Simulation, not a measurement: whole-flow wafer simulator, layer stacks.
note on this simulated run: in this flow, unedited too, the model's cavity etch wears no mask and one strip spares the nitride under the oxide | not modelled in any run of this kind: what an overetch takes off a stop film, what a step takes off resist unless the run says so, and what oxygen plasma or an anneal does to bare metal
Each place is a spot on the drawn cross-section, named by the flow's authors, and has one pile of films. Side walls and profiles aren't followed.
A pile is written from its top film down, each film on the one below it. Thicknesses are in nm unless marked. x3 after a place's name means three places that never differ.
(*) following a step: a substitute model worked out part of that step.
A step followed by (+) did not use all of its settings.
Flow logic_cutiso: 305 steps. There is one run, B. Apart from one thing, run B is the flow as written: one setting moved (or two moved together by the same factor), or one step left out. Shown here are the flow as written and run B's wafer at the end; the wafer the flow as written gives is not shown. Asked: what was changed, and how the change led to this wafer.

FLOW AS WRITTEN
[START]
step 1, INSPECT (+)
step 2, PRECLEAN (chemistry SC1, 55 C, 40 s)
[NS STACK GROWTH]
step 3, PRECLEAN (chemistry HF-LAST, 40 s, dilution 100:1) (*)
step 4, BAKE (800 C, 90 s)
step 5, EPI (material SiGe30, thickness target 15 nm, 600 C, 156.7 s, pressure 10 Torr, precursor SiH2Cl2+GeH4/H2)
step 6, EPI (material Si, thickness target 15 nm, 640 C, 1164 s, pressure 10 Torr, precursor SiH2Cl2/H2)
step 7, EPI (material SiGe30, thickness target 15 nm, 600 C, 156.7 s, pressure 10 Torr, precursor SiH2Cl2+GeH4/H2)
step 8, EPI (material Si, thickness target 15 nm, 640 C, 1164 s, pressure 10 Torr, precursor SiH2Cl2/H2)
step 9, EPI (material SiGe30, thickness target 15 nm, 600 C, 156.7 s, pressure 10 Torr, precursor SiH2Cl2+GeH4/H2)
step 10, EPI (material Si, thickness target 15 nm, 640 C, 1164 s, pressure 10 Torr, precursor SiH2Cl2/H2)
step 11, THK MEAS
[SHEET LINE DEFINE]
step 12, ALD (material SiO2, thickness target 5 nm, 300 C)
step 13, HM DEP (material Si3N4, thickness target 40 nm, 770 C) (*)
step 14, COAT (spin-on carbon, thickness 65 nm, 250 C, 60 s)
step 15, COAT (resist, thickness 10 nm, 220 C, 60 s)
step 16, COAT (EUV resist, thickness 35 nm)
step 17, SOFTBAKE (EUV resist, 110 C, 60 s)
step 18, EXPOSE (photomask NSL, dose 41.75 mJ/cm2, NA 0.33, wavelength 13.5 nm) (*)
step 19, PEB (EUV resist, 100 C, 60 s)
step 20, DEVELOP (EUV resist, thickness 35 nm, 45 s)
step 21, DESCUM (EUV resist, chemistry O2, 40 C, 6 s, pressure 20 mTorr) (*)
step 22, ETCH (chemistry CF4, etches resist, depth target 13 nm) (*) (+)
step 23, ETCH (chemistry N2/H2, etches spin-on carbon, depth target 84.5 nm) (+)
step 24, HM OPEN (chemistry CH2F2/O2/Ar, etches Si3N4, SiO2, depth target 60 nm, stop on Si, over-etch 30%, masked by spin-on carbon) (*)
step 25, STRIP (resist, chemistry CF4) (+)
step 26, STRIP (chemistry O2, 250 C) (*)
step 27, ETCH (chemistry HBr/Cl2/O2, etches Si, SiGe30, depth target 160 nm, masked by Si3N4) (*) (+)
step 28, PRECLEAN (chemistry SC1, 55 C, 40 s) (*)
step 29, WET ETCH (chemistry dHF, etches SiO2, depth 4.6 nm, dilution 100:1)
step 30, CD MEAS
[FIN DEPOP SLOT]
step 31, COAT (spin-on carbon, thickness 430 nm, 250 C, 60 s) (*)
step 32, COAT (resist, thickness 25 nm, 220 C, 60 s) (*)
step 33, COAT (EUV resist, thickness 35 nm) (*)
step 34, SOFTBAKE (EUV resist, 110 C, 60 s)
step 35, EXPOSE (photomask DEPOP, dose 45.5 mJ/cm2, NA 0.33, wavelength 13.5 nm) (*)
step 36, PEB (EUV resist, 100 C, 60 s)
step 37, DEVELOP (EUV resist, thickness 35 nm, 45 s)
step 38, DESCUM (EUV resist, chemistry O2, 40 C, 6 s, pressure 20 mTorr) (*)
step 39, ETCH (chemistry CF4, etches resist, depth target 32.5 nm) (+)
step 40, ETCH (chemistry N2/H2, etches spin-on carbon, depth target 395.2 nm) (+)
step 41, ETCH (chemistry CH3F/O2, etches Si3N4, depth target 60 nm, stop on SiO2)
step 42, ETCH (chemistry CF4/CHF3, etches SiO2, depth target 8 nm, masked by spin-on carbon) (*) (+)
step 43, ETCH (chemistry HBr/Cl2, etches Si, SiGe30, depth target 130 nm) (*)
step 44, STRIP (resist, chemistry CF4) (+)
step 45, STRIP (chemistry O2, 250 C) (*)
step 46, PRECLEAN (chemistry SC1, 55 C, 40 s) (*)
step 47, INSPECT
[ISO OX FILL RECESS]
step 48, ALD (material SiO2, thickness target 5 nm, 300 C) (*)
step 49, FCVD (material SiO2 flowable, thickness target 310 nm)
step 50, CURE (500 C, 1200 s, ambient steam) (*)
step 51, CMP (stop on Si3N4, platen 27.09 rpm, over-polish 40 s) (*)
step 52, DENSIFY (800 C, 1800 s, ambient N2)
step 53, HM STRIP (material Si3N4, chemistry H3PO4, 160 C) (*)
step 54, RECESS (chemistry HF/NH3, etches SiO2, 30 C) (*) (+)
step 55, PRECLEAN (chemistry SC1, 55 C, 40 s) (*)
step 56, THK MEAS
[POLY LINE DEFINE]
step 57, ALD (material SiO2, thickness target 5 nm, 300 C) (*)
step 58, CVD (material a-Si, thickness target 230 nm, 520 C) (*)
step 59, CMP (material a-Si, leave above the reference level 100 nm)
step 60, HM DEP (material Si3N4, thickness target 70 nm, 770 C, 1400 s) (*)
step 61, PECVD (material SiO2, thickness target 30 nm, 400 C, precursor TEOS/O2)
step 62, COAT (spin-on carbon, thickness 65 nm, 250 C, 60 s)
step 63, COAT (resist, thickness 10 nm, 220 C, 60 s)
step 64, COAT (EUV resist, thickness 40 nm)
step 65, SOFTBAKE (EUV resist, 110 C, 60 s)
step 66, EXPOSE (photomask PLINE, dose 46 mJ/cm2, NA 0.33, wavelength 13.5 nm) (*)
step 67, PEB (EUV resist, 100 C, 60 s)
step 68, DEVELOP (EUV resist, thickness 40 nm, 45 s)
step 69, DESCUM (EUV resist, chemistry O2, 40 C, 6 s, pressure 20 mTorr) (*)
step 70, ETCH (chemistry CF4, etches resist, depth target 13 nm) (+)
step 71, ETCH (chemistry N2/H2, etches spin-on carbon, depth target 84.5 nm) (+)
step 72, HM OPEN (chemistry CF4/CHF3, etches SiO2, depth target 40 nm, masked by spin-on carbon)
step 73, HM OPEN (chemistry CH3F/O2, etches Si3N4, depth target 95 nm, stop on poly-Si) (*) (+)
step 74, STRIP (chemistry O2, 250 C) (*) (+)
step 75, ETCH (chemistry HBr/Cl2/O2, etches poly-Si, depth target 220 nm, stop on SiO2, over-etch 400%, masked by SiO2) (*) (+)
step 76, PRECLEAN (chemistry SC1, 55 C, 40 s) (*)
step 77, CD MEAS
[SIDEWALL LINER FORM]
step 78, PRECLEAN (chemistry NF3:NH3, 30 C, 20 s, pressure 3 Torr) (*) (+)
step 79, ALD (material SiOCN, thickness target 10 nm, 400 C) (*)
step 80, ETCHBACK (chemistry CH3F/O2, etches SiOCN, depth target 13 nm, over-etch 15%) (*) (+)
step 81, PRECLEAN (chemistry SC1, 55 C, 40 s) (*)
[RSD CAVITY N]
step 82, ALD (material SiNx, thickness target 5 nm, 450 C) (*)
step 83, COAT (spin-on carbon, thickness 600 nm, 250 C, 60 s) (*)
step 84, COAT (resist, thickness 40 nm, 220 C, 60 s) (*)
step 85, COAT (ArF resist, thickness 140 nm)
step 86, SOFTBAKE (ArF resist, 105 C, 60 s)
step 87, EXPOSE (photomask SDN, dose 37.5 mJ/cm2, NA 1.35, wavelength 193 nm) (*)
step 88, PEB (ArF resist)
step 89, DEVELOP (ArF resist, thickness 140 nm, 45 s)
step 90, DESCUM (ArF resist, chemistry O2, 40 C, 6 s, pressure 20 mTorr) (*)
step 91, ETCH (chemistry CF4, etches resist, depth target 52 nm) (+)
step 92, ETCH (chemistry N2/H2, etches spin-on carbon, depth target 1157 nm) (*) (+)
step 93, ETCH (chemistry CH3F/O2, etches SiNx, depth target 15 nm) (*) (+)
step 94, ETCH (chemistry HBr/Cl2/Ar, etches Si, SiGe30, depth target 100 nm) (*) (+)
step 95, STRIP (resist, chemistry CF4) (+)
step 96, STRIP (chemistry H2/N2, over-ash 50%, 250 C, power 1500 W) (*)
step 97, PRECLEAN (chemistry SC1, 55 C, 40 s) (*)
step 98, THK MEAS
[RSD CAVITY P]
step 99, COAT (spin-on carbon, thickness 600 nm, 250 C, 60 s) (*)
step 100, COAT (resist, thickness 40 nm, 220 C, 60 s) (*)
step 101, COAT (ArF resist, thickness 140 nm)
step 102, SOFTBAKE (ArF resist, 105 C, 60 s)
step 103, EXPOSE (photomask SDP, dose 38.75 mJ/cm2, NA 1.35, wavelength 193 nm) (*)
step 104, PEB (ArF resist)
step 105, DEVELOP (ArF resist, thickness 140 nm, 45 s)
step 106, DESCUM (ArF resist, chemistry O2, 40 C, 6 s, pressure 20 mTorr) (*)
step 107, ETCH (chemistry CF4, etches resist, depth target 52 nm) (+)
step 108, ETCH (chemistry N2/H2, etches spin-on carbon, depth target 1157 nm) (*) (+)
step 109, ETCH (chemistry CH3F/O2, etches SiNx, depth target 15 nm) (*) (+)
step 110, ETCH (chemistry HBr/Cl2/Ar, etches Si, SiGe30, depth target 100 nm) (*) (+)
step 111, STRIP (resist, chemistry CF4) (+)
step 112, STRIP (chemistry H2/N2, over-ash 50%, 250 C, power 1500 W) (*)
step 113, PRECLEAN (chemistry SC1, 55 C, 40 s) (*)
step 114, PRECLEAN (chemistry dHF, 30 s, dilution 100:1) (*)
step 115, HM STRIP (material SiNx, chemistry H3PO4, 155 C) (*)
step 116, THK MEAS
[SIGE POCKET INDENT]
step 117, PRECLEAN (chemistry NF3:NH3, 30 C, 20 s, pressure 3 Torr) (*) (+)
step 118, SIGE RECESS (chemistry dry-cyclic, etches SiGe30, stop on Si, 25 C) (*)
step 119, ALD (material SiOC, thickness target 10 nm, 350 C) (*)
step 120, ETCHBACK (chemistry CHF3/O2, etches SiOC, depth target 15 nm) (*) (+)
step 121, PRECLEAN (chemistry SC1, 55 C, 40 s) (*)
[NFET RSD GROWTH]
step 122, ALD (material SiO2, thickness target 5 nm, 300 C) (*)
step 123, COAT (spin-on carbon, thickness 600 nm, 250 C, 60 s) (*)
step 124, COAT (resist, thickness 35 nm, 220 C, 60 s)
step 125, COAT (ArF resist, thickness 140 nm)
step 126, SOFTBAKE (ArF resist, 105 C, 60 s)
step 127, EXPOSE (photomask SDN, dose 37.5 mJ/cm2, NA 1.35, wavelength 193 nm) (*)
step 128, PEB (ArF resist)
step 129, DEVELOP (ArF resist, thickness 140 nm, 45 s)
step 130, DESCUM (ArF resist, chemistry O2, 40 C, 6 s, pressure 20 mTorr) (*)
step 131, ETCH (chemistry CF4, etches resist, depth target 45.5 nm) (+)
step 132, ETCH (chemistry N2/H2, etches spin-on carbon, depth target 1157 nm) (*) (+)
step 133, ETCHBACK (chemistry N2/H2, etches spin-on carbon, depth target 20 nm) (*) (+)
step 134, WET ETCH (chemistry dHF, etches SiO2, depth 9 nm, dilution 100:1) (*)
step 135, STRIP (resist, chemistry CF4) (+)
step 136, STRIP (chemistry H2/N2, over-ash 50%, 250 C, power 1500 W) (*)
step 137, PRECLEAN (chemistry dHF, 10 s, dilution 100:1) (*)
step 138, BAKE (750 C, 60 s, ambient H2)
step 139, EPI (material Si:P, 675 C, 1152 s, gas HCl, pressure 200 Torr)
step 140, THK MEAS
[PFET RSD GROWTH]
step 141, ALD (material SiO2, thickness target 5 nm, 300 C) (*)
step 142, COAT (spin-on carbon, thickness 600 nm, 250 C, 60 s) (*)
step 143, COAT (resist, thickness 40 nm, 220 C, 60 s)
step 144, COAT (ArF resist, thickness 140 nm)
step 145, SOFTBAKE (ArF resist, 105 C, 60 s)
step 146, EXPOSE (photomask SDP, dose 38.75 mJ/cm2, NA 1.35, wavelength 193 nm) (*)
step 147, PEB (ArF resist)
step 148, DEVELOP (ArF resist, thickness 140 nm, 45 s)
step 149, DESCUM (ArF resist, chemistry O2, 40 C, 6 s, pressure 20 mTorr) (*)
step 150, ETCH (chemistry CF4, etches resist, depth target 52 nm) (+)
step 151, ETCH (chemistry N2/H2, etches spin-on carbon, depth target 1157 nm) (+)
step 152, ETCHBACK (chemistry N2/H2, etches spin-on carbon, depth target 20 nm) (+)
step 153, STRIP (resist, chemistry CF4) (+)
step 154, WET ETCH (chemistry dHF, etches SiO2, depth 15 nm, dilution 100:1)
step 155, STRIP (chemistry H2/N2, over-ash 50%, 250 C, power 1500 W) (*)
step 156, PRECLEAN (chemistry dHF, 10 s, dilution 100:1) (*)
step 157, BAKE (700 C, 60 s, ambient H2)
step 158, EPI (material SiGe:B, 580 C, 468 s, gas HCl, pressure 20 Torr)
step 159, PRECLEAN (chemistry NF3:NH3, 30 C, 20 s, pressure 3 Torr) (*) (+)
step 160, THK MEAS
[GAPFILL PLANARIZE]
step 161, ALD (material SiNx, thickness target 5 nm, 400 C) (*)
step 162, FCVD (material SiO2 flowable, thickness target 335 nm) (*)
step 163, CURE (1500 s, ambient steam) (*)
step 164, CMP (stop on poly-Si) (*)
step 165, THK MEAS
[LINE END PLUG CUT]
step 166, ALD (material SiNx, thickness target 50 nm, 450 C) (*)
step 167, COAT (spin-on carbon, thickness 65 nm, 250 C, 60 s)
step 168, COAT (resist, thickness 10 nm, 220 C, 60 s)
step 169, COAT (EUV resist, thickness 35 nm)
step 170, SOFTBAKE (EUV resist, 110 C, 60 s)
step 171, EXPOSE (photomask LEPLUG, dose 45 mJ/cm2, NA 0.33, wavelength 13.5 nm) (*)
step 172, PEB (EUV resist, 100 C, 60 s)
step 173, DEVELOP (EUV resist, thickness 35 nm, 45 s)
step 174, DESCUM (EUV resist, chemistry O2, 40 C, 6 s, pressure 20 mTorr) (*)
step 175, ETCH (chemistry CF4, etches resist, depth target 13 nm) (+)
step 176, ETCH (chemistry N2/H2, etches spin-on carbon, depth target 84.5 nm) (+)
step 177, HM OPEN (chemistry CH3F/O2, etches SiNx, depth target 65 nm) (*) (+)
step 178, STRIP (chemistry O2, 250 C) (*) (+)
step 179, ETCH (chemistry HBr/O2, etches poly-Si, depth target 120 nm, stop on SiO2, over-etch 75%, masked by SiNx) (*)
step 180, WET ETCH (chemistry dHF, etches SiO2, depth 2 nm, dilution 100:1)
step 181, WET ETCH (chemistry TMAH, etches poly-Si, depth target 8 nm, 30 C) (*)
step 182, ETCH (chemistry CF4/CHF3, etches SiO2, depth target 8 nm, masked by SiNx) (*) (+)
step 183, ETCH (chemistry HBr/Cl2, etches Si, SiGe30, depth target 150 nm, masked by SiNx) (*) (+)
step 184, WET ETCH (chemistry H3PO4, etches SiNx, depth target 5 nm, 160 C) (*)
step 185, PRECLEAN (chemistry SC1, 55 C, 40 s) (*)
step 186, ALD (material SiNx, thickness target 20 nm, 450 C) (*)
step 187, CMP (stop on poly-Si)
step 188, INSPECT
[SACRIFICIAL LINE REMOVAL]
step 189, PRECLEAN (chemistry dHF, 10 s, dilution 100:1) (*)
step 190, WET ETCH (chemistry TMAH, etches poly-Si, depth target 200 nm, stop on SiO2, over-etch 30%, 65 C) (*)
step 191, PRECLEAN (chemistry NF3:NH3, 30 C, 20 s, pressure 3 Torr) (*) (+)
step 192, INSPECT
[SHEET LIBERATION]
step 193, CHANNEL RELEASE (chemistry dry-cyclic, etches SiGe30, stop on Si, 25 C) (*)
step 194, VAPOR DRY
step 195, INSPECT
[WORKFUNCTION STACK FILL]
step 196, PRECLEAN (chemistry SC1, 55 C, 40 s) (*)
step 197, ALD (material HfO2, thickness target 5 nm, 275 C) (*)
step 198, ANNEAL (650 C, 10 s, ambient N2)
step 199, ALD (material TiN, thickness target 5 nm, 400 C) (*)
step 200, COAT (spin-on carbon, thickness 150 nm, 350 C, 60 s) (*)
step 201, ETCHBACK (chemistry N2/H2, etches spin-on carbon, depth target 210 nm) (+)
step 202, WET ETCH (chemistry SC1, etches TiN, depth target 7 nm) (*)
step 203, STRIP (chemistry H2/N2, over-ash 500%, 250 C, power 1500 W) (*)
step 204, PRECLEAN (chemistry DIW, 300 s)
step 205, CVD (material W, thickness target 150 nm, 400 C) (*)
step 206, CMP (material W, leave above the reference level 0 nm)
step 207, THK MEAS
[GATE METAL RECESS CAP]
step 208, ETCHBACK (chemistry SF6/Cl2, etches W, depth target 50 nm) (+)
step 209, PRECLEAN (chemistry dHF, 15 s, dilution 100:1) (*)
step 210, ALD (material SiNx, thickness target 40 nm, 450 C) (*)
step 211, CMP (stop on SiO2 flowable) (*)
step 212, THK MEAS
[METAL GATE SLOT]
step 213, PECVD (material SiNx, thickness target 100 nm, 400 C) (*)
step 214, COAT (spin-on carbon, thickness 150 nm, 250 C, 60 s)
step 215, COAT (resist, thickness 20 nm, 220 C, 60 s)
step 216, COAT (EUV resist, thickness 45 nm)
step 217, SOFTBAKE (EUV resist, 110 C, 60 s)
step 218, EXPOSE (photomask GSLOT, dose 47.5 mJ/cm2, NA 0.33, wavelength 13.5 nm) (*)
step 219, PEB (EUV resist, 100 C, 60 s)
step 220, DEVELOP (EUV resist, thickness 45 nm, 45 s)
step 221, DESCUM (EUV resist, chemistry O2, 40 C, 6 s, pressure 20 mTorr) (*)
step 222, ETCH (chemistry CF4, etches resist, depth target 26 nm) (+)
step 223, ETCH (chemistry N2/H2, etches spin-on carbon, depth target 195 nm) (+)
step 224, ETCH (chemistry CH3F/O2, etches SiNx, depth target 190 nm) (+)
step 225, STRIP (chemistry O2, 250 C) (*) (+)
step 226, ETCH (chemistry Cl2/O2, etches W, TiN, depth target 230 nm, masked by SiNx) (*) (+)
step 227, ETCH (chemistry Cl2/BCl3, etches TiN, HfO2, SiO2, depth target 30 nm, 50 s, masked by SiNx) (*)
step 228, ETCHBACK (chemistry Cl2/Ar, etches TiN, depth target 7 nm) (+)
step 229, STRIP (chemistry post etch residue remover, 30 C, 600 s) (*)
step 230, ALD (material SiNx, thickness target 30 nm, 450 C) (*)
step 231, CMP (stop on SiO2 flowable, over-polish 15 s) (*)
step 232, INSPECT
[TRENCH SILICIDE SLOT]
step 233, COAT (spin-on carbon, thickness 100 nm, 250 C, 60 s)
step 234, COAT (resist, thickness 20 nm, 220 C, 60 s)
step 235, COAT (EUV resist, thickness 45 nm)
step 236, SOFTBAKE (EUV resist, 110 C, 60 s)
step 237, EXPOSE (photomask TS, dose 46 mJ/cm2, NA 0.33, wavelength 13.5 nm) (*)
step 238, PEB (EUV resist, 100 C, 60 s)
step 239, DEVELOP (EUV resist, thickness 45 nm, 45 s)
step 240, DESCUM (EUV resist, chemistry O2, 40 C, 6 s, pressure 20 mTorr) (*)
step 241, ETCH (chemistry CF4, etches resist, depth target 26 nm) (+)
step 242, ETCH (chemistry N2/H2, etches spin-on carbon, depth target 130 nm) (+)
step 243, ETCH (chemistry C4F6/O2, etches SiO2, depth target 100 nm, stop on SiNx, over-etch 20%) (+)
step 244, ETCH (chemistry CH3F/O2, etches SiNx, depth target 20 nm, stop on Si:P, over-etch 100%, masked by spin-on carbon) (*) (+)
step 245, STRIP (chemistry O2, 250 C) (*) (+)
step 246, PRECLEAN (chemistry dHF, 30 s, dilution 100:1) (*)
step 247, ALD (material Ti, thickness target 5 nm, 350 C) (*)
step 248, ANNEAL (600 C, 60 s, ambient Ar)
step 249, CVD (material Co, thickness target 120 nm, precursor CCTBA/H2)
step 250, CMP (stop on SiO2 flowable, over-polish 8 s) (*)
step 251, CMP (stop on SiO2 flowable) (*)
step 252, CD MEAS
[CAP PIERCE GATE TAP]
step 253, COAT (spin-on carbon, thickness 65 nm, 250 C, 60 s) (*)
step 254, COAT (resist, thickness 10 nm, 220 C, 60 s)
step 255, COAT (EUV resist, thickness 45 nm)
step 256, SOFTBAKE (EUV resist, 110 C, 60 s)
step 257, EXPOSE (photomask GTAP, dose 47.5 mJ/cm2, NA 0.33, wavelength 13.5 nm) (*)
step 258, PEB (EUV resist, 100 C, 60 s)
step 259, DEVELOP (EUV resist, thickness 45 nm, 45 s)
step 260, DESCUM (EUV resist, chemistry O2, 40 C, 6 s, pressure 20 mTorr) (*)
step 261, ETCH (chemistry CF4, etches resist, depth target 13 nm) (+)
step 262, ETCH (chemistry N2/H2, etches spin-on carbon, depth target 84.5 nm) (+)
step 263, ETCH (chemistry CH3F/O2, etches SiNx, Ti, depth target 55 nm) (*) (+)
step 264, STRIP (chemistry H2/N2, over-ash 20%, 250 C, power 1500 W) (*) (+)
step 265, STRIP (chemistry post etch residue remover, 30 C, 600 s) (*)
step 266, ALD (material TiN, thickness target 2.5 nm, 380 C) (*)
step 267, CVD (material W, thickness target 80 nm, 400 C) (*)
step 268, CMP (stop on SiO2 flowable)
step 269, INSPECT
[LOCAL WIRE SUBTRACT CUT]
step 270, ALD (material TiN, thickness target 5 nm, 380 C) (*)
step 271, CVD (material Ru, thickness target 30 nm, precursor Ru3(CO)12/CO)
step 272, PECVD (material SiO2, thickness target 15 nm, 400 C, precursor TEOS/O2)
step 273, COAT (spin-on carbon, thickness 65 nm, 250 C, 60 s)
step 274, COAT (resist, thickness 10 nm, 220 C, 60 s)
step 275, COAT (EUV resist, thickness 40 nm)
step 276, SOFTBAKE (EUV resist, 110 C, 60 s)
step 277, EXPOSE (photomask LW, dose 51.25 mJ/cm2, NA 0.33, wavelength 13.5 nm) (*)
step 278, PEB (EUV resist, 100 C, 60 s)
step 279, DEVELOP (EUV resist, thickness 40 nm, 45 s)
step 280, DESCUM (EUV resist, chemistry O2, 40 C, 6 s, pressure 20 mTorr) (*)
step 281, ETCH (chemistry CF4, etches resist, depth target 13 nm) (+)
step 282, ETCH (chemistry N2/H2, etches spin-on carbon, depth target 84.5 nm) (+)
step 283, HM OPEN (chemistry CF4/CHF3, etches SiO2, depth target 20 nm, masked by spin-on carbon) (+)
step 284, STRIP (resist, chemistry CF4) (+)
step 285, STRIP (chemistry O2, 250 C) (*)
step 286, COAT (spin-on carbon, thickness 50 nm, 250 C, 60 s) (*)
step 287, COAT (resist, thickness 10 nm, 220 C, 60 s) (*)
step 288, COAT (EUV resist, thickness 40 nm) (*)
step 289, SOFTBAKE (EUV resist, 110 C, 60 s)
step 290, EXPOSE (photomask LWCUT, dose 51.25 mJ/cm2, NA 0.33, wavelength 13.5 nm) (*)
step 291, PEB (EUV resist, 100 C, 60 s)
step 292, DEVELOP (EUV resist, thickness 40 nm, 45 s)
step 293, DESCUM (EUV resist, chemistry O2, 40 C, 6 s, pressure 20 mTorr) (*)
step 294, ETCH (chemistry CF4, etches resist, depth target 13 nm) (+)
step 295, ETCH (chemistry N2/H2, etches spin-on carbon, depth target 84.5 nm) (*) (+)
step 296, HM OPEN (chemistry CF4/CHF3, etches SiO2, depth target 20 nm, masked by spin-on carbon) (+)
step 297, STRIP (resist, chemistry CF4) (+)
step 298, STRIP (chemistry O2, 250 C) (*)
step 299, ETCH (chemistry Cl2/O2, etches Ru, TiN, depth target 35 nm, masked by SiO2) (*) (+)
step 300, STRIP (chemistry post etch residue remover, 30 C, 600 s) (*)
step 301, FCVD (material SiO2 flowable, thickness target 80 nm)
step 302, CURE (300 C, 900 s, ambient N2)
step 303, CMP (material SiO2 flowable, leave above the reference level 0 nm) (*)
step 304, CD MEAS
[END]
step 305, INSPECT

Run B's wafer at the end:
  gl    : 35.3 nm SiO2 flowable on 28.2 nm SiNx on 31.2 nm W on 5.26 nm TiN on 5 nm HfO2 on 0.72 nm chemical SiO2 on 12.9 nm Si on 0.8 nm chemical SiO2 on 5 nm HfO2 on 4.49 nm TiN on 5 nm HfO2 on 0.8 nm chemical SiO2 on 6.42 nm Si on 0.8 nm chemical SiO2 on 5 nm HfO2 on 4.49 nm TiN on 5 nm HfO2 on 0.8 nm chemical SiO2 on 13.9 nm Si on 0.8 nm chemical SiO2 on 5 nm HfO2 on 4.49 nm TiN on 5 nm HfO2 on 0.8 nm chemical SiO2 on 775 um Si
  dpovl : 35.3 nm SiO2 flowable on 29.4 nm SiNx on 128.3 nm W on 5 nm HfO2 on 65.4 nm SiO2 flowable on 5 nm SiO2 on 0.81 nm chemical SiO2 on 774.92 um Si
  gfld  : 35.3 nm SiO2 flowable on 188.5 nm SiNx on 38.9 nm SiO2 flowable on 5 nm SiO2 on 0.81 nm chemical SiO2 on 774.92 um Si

Cause: step 8, EPI: 582.2 s was run, whereas the flow has 1164 s.

The path from the change to this, step by step:
  step 8, EPI (material Si, thickness target 15 nm, 640 C, 1164 s, pressure 10 Torr, precursor SiH2Cl2/H2)
      depop, dpovl, gfld and 19 more: +7.5 Si (new film) (it would be, as written: +15 Si (new film))
  step 27, ETCH (chemistry HBr/Cl2/O2, etches Si, SiGe30, depth target 160 nm, masked by Si3N4) (*) (+)
      gfld, gxf, iso, lnri: -0.79 chemical SiO2 (all of it), -11.4 Si (all of it), -15 SiGe30 (all of it), -7.5 Si (all of it), -15 SiGe30 (all of it), -15 Si (all of it), -15 SiGe30 (all of it), -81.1 Si (it would be, as written: -0.79 chemical SiO2 (all of it), -11.4 Si (all of it), -15 SiGe30 (all of it), -15 Si (all of it), -15 SiGe30 (all of it), -15 Si (all of it), -15 SiGe30 (all of it), -73.6 Si)
      dpovl, nsgap: -0.79 chemical SiO2 (all of it), -11.8 Si (all of it), -15 SiGe30 (all of it), -7.5 Si (all of it), -15 SiGe30 (all of it), -15 Si (all of it), -15 SiGe30 (all of it), -80.7 Si (it would be, as written: -0.79 chemical SiO2 (all of it), -11.8 Si (all of it), -15 SiGe30 (all of it), -15 Si (all of it), -15 SiGe30 (all of it), -15 Si (all of it), -15 SiGe30 (all of it), -73.2 Si)
      (also at 1 further place)
  step 43, ETCH (chemistry HBr/Cl2, etches Si, SiGe30, depth target 130 nm) (*)
      depop: -14 Si (all of it), -15 SiGe30 (all of it), -7.5 Si (all of it), -15 SiGe30 (all of it), -15 Si (all of it), -15 SiGe30 (all of it), -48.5 Si (it would be, as written: -14 Si (all of it), -15 SiGe30 (all of it), -15 Si (all of it), -15 SiGe30 (all of it), -15 Si (all of it), -15 SiGe30 (all of it), -41 Si)
  step 94, ETCH (chemistry HBr/Cl2/Ar, etches Si, SiGe30, depth target 100 nm) (*) (+)
      rsdn, rsdx: -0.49 chemical SiO2 (all of it), -12.8 Si (all of it), -15 SiGe30 (all of it), -7.5 Si (all of it), -15 SiGe30 (all of it), -15 Si (all of it), -15 SiGe30 (all of it), -19.7 Si (it would be, as written: -0.49 chemical SiO2 (all of it), -12.8 Si (all of it), -15 SiGe30 (all of it), -15 Si (all of it), -15 SiGe30 (all of it), -15 Si (all of it), -15 SiGe30 (all of it), -12.2 Si)
  step 110, ETCH (chemistry HBr/Cl2/Ar, etches Si, SiGe30, depth target 100 nm) (*) (+)
      rsdp, rsdw: -0.49 chemical SiO2 (all of it), -12.8 Si (all of it), -15 SiGe30 (all of it), -7.5 Si (all of it), -15 SiGe30 (all of it), -15 Si (all of it), -15 SiGe30 (all of it), -19.7 Si (it would be, as written: -0.49 chemical SiO2 (all of it), -12.8 Si (all of it), -15 SiGe30 (all of it), -15 Si (all of it), -15 SiGe30 (all of it), -15 Si (all of it), -15 SiGe30 (all of it), -12.2 Si)
  step 183, ETCH (chemistry HBr/Cl2, etches Si, SiGe30, depth target 150 nm, masked by SiNx) (*) (+)
      plug: -13.6 Si (all of it), -15 SiGe30 (all of it), -7.5 Si (all of it), -15 SiGe30 (all of it), -15 Si (all of it), -15 SiGe30 (all of it), -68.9 Si (it would be, as written: -13.6 Si (all of it), -15 SiGe30 (all of it), -15 Si (all of it), -15 SiGe30 (all of it), -15 Si (all of it), -15 SiGe30 (all of it), -61.4 Si)
